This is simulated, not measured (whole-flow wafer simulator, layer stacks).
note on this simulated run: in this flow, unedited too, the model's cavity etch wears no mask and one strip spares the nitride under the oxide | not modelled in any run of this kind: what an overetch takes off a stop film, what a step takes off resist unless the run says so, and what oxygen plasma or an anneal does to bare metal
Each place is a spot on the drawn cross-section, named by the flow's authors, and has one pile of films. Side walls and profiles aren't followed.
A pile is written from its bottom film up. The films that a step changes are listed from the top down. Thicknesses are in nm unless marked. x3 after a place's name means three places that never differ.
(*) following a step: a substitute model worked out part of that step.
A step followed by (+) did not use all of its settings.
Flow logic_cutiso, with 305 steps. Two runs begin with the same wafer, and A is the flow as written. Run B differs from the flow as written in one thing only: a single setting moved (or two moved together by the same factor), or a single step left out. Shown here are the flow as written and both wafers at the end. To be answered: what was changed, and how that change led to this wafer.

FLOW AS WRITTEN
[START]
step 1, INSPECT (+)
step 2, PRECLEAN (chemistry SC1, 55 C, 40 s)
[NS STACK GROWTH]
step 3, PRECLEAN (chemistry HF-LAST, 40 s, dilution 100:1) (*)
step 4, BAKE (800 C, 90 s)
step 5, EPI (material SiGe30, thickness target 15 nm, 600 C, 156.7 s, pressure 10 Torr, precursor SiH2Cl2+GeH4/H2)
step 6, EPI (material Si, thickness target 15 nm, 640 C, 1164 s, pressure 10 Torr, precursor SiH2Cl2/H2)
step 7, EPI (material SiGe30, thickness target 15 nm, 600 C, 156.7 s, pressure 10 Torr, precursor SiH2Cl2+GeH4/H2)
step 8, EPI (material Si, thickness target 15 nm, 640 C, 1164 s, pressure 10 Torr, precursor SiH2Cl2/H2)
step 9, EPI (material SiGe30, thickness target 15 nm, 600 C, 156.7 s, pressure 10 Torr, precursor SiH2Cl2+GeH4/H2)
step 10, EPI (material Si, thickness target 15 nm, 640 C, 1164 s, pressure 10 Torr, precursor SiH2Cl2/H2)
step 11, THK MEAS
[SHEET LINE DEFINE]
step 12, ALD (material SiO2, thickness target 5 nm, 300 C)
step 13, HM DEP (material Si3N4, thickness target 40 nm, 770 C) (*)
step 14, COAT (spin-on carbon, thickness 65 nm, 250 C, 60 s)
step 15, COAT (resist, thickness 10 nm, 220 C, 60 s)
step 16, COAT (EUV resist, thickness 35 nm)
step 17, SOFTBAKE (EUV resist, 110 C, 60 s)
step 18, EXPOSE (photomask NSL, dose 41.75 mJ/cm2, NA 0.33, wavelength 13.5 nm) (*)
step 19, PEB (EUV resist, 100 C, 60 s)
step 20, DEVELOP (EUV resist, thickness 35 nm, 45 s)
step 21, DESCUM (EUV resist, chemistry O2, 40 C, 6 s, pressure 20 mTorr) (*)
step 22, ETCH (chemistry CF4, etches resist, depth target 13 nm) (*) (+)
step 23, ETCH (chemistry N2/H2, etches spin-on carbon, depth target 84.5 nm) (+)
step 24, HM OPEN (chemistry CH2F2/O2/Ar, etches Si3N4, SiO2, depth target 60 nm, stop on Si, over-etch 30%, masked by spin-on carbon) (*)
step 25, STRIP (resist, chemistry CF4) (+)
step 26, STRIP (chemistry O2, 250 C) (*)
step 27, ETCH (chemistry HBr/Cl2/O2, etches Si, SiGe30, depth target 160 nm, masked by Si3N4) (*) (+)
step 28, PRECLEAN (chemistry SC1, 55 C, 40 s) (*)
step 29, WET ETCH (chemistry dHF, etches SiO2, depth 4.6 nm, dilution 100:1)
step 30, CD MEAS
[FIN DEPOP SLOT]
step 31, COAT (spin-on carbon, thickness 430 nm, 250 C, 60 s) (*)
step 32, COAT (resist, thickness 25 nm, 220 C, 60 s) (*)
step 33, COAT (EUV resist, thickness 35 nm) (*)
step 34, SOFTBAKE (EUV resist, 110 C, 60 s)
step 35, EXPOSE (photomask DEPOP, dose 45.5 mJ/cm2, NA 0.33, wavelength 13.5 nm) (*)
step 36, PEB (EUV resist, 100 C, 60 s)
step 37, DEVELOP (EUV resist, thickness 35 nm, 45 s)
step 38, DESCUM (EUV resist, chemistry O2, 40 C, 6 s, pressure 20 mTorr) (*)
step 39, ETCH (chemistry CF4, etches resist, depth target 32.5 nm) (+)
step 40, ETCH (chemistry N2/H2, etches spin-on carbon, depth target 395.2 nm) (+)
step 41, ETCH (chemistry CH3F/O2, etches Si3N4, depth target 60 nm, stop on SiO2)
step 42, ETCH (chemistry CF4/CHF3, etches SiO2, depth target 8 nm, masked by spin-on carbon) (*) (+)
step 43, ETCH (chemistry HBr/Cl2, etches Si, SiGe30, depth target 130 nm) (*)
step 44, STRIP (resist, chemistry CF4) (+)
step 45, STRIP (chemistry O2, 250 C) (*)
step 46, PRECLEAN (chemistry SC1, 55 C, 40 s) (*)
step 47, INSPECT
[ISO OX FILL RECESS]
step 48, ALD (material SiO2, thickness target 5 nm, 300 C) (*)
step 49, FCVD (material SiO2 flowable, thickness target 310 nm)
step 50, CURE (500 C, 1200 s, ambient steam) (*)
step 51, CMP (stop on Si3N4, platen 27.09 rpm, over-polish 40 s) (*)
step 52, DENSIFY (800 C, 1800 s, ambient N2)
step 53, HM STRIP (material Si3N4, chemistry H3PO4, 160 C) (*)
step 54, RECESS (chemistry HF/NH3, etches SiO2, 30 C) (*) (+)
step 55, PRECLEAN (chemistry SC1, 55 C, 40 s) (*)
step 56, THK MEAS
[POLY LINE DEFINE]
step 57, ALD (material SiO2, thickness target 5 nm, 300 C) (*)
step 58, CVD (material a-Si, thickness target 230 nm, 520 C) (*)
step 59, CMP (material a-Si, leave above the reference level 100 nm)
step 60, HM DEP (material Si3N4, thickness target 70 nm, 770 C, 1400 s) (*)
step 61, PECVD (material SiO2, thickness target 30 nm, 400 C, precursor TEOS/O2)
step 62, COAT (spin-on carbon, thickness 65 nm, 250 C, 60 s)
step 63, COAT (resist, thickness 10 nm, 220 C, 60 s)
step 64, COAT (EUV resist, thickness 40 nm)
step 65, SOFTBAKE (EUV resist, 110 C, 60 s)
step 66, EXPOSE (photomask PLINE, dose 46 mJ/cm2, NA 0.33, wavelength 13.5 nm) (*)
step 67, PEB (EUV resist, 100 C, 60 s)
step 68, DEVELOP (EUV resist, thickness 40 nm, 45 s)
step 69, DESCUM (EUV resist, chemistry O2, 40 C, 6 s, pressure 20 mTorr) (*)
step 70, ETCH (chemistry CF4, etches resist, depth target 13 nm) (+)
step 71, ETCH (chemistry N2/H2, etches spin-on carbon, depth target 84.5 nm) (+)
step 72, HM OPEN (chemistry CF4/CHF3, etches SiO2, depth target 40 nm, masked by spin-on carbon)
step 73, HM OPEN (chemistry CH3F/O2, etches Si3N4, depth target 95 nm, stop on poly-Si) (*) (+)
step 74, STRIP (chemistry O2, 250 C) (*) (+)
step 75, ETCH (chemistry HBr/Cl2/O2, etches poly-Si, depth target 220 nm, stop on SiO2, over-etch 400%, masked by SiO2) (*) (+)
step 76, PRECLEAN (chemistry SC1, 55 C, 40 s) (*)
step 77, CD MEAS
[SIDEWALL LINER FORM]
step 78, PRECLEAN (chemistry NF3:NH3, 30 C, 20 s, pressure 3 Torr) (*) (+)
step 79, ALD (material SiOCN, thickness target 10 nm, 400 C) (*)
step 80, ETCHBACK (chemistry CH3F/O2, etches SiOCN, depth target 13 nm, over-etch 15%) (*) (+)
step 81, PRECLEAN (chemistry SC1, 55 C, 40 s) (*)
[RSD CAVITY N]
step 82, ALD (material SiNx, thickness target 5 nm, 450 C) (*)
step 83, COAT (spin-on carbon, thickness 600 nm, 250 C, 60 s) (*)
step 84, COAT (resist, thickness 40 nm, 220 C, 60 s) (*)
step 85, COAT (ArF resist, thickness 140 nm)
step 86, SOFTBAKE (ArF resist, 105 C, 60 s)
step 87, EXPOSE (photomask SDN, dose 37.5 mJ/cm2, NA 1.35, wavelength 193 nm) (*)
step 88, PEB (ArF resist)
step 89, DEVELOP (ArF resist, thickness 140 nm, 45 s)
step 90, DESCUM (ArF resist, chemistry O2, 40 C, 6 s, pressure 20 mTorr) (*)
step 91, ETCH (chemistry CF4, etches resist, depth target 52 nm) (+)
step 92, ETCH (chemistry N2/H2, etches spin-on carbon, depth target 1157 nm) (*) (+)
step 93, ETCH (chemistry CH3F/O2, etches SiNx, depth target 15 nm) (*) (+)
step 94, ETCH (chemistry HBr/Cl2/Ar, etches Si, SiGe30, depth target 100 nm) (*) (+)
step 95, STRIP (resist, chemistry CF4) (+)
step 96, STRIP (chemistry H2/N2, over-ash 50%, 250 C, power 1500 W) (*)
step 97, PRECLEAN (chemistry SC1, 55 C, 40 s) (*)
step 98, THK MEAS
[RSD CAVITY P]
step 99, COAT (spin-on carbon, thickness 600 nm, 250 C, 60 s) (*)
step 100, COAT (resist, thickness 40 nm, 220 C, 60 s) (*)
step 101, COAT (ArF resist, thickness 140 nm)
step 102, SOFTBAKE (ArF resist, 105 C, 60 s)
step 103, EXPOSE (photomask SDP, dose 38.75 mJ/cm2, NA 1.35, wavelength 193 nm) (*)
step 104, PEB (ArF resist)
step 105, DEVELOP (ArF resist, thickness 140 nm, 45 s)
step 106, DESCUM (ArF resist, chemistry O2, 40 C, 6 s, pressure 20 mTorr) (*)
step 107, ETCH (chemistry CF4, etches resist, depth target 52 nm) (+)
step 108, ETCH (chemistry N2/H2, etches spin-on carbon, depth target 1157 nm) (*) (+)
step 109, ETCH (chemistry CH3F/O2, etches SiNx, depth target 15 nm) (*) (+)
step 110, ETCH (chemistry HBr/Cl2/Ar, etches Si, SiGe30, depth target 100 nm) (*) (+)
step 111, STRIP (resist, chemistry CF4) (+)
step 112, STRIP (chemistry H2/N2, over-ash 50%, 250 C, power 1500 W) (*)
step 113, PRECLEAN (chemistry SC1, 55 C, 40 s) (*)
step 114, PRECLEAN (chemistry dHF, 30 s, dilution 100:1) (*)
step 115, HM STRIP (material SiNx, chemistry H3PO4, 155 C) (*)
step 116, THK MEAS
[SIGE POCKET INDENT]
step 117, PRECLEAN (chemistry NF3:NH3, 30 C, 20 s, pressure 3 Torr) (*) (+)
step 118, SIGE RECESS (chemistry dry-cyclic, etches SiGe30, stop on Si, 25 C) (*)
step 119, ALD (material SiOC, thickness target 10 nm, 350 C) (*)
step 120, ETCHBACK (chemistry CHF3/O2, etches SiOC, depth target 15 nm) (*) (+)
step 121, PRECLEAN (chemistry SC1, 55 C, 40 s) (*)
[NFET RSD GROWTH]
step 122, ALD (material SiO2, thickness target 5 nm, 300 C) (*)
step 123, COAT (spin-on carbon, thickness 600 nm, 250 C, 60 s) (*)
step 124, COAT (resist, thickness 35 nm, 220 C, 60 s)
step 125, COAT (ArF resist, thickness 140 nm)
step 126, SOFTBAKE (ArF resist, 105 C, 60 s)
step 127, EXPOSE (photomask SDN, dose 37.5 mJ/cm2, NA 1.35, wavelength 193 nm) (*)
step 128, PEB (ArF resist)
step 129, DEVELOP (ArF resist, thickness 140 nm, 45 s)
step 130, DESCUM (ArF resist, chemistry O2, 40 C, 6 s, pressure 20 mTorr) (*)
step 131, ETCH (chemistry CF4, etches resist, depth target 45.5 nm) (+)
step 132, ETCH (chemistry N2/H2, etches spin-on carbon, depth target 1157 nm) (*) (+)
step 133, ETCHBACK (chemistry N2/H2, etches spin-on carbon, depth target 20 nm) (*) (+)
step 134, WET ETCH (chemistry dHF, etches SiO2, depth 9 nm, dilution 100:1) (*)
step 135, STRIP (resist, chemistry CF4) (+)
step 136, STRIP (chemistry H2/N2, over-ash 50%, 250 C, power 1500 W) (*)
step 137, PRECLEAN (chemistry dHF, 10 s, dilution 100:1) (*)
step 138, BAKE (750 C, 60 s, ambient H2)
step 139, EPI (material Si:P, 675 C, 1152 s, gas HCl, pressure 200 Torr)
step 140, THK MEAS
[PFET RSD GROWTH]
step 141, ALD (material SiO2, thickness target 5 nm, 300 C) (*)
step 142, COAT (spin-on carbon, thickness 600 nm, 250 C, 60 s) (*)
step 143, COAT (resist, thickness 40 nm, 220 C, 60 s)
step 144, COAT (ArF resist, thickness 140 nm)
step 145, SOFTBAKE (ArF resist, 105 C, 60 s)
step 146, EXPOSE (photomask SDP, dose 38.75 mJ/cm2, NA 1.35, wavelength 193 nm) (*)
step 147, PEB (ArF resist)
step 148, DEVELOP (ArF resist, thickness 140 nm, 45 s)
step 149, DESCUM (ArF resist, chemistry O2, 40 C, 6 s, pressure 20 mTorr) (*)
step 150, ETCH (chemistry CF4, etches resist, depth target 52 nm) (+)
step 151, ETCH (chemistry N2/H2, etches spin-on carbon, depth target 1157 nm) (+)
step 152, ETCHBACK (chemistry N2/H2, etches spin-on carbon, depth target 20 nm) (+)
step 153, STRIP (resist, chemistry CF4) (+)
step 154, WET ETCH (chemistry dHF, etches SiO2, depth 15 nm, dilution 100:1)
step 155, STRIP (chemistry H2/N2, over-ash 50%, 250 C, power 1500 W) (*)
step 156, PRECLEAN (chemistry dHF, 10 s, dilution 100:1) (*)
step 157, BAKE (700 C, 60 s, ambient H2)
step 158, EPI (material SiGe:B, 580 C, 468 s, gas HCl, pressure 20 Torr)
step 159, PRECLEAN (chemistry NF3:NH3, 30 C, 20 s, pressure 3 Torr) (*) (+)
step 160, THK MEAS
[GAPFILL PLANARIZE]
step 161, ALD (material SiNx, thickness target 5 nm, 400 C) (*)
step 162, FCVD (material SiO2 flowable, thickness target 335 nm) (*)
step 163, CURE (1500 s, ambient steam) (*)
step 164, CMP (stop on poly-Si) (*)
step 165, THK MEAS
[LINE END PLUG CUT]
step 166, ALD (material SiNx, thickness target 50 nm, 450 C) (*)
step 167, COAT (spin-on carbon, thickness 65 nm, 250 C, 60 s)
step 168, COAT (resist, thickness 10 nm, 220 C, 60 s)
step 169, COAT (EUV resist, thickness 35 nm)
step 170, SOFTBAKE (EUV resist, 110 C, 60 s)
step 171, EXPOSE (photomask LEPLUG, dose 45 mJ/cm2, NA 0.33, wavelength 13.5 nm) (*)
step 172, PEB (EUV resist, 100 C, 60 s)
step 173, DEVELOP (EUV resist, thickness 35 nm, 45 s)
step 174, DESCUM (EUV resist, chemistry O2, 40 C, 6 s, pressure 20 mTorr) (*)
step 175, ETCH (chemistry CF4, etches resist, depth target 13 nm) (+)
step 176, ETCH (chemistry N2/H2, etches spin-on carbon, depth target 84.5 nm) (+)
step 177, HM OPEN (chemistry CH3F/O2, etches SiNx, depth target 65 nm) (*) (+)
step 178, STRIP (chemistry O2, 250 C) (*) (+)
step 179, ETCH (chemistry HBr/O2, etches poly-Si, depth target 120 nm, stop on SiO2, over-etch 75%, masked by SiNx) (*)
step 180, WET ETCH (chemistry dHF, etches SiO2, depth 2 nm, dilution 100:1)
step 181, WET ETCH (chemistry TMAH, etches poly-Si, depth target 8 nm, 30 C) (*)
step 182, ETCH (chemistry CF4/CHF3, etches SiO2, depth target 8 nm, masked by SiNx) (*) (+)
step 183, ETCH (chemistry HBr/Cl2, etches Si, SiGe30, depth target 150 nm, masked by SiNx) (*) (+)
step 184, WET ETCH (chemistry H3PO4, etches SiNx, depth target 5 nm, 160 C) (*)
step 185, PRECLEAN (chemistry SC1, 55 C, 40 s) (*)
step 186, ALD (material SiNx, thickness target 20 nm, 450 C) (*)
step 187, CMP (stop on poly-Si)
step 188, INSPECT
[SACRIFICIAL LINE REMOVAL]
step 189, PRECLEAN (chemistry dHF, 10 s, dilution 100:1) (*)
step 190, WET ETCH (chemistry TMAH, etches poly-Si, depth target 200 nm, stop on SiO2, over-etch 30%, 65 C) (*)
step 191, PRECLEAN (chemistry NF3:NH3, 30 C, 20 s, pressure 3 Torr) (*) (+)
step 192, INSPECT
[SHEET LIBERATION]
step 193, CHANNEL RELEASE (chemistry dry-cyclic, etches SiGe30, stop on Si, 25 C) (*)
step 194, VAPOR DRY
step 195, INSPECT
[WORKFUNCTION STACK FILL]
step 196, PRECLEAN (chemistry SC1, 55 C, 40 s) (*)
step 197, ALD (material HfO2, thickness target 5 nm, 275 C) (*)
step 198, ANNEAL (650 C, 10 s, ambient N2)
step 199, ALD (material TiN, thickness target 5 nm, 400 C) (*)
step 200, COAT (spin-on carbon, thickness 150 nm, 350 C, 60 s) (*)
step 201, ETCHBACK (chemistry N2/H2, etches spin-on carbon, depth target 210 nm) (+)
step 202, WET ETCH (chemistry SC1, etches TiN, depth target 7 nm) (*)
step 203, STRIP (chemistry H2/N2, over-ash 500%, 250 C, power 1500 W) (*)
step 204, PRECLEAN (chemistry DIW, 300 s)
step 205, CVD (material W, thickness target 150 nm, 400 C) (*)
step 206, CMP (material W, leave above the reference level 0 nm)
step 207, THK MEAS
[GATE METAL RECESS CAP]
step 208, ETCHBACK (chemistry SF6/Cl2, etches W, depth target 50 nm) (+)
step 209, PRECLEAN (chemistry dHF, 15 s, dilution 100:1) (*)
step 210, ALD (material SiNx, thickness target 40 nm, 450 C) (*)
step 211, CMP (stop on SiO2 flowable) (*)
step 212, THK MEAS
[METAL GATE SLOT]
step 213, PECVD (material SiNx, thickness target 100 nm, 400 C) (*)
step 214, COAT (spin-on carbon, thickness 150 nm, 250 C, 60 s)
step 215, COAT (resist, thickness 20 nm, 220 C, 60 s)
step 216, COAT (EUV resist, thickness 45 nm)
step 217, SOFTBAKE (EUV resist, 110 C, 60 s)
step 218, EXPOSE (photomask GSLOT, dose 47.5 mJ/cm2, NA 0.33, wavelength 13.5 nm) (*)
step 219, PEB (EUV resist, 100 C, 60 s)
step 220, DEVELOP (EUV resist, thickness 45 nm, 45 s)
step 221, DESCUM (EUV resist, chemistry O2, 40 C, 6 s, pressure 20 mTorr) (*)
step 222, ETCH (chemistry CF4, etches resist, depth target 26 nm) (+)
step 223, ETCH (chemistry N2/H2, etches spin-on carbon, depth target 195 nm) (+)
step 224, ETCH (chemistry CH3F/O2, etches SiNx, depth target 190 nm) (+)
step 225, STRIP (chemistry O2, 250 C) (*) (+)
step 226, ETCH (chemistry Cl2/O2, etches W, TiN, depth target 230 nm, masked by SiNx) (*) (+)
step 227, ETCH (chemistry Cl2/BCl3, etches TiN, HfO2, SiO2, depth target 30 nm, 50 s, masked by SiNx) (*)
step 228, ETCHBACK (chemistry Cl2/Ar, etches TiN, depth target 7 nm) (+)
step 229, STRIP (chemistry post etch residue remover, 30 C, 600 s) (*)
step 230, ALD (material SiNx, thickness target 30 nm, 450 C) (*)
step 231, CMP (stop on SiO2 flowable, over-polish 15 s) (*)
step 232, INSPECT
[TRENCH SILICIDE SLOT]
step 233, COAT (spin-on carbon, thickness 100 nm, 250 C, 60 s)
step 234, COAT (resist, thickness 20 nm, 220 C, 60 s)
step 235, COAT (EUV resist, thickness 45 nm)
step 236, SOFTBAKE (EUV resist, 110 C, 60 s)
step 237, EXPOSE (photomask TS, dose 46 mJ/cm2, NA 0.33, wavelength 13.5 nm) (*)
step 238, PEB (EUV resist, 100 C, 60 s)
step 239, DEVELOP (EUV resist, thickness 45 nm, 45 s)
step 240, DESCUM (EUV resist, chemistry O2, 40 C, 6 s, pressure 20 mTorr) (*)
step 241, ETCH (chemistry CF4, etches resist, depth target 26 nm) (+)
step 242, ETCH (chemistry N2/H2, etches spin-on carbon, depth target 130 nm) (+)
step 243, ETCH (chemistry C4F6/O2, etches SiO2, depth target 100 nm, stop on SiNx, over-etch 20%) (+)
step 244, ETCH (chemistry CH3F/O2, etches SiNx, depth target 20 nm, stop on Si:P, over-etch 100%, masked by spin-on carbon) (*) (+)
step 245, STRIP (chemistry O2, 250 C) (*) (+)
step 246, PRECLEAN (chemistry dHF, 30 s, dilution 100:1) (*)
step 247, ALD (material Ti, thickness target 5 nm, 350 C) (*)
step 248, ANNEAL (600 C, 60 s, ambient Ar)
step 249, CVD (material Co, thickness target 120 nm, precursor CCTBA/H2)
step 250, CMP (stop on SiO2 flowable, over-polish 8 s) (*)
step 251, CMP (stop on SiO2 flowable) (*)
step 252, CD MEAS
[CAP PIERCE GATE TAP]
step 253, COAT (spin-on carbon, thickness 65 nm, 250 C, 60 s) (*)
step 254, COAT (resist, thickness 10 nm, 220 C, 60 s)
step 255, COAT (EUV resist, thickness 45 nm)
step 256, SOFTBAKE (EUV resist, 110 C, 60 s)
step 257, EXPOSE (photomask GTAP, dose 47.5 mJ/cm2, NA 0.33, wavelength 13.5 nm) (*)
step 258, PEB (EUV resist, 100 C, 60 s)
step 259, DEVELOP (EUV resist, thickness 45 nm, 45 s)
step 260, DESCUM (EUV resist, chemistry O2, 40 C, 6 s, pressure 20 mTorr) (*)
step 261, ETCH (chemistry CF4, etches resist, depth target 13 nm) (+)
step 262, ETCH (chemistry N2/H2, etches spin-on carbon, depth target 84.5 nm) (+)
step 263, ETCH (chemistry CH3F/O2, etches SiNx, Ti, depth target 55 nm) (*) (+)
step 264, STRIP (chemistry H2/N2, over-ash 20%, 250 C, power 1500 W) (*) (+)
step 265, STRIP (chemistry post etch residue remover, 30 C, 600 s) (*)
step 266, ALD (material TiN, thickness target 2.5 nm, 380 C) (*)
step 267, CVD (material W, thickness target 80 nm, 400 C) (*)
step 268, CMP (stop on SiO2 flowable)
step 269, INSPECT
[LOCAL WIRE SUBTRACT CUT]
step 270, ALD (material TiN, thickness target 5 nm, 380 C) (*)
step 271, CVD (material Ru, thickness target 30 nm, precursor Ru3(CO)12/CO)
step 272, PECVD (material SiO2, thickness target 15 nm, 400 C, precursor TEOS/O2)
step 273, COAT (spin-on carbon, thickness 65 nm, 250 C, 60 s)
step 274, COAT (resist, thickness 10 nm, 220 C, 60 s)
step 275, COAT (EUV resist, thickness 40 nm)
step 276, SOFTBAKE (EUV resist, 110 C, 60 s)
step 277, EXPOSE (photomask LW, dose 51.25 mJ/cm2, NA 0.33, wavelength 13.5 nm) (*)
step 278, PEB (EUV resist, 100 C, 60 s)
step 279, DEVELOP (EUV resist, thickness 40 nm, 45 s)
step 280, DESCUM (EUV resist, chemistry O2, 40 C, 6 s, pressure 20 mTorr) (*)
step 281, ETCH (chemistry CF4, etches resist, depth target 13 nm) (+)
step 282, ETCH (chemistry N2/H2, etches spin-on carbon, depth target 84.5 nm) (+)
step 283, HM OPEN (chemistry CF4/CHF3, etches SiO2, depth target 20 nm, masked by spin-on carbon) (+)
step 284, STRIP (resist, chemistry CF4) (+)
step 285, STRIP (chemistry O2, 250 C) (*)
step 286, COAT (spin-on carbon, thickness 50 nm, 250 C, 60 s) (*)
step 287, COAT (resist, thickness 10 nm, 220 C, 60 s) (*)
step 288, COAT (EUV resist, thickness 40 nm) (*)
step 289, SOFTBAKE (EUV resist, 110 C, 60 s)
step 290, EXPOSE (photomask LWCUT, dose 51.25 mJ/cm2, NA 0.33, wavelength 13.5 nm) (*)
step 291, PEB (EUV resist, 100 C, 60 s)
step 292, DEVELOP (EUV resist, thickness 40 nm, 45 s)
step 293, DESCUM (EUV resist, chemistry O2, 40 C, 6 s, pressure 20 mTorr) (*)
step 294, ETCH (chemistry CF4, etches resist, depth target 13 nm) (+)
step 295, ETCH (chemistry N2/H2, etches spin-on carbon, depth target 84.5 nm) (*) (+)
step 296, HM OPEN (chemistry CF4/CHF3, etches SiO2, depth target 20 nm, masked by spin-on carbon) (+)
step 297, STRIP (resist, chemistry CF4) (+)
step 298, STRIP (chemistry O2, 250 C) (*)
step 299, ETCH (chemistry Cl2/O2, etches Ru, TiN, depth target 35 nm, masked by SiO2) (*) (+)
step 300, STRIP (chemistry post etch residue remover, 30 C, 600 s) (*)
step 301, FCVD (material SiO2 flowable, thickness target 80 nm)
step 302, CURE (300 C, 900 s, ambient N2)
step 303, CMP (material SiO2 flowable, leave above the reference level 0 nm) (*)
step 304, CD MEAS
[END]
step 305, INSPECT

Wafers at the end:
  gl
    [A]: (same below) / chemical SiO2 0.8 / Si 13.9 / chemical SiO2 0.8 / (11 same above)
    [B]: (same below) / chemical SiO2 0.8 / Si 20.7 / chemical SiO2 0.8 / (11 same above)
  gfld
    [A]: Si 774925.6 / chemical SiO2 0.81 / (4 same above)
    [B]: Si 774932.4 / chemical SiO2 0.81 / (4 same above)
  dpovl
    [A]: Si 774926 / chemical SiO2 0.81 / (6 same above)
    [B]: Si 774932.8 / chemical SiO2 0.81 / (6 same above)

Cause: step 8, EPI: thickness target 21.8 nm was run, while the flow as written has thickness target 15 nm; step 8, EPI: 1688 s was run, where the flow has 1164 s.

The path from the change to this, step by step:
  step 8, EPI (material Si, thickness target 15 nm, 640 C, 1164 s, pressure 10 Torr, precursor SiH2Cl2/H2)
      depop, dpovl, gfld and 19 more: A Si gains 15 (new film) | B Si gains 21.8 (new film)
  step 27, ETCH (chemistry HBr/Cl2/O2, etches Si, SiGe30, depth target 160 nm, masked by Si3N4) (*) (+)
      gfld, gxf, iso, lnri: A chemical SiO2 loses 0.79 (all of it), Si loses 11.4 (all of it), SiGe30 loses 15 (all of it), Si loses 15 (all of it), SiGe30 loses 15 (all of it), Si loses 15 (all of it), SiGe30 loses 15 (all of it), Si loses 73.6 | B chemical SiO2 loses 0.79 (all of it), Si loses 11.4 (all of it), SiGe30 loses 15 (all of it), Si loses 21.8 (all of it), SiGe30 loses 15 (all of it), Si loses 15 (all of it), SiGe30 loses 15 (all of it), Si loses 66.9
      dpovl, nsgap: A chemical SiO2 loses 0.79 (all of it), Si loses 11.8 (all of it), SiGe30 loses 15 (all of it), Si loses 15 (all of it), SiGe30 loses 15 (all of it), Si loses 15 (all of it), SiGe30 loses 15 (all of it), Si loses 73.2 | B chemical SiO2 loses 0.79 (all of it), Si loses 11.8 (all of it), SiGe30 loses 15 (all of it), Si loses 21.8 (all of it), SiGe30 loses 15 (all of it), Si loses 15 (all of it), SiGe30 loses 15 (all of it), Si loses 66.5
      (as well as at 1 more place)
  step 43, ETCH (chemistry HBr/Cl2, etches Si, SiGe30, depth target 130 nm) (*)
      depop: A Si loses 14 (all of it), SiGe30 loses 15 (all of it), Si loses 15 (all of it), SiGe30 loses 15 (all of it), Si loses 15 (all of it), SiGe30 loses 15 (all of it), Si loses 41 | B Si loses 14 (all of it), SiGe30 loses 15 (all of it), Si loses 21.8 (all of it), SiGe30 loses 15 (all of it), Si loses 15 (all of it), SiGe30 loses 15 (all of it), Si loses 34.2
  step 94, ETCH (chemistry HBr/Cl2/Ar, etches Si, SiGe30, depth target 100 nm) (*) (+)
      rsdn, rsdx: A chemical SiO2 loses 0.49 (all of it), Si loses 12.8 (all of it), SiGe30 loses 15 (all of it), Si loses 15 (all of it), SiGe30 loses 15 (all of it), Si loses 15 (all of it), SiGe30 loses 15 (all of it), Si loses 12.2 | B chemical SiO2 loses 0.49 (all of it), Si loses 12.8 (all of it), SiGe30 loses 15 (all of it), Si loses 21.8 (all of it), SiGe30 loses 15 (all of it), Si loses 15 (all of it), SiGe30 loses 15 (all of it), Si loses 5.41
  step 110, ETCH (chemistry HBr/Cl2/Ar, etches Si, SiGe30, depth target 100 nm) (*) (+)
      rsdp, rsdw: A chemical SiO2 loses 0.49 (all of it), Si loses 12.8 (all of it), SiGe30 loses 15 (all of it), Si loses 15 (all of it), SiGe30 loses 15 (all of it), Si loses 15 (all of it), SiGe30 loses 15 (all of it), Si loses 12.2 | B chemical SiO2 loses 0.49 (all of it), Si loses 12.8 (all of it), SiGe30 loses 15 (all of it), Si loses 21.8 (all of it), SiGe30 loses 15 (all of it), Si loses 15 (all of it), SiGe30 loses 15 (all of it), Si loses 5.41
  step 183, ETCH (chemistry HBr/Cl2, etches Si, SiGe30, depth target 150 nm, masked by SiNx) (*) (+)
      plug: A Si loses 13.6 (all of it), SiGe30 loses 15 (all of it), Si loses 15 (all of it), SiGe30 loses 15 (all of it), Si loses 15 (all of it), SiGe30 loses 15 (all of it), Si loses 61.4 | B Si loses 13.6 (all of it), SiGe30 loses 15 (all of it), Si loses 21.8 (all of it), SiGe30 loses 15 (all of it), Si loses 15 (all of it), SiGe30 loses 15 (all of it), Si loses 54.7
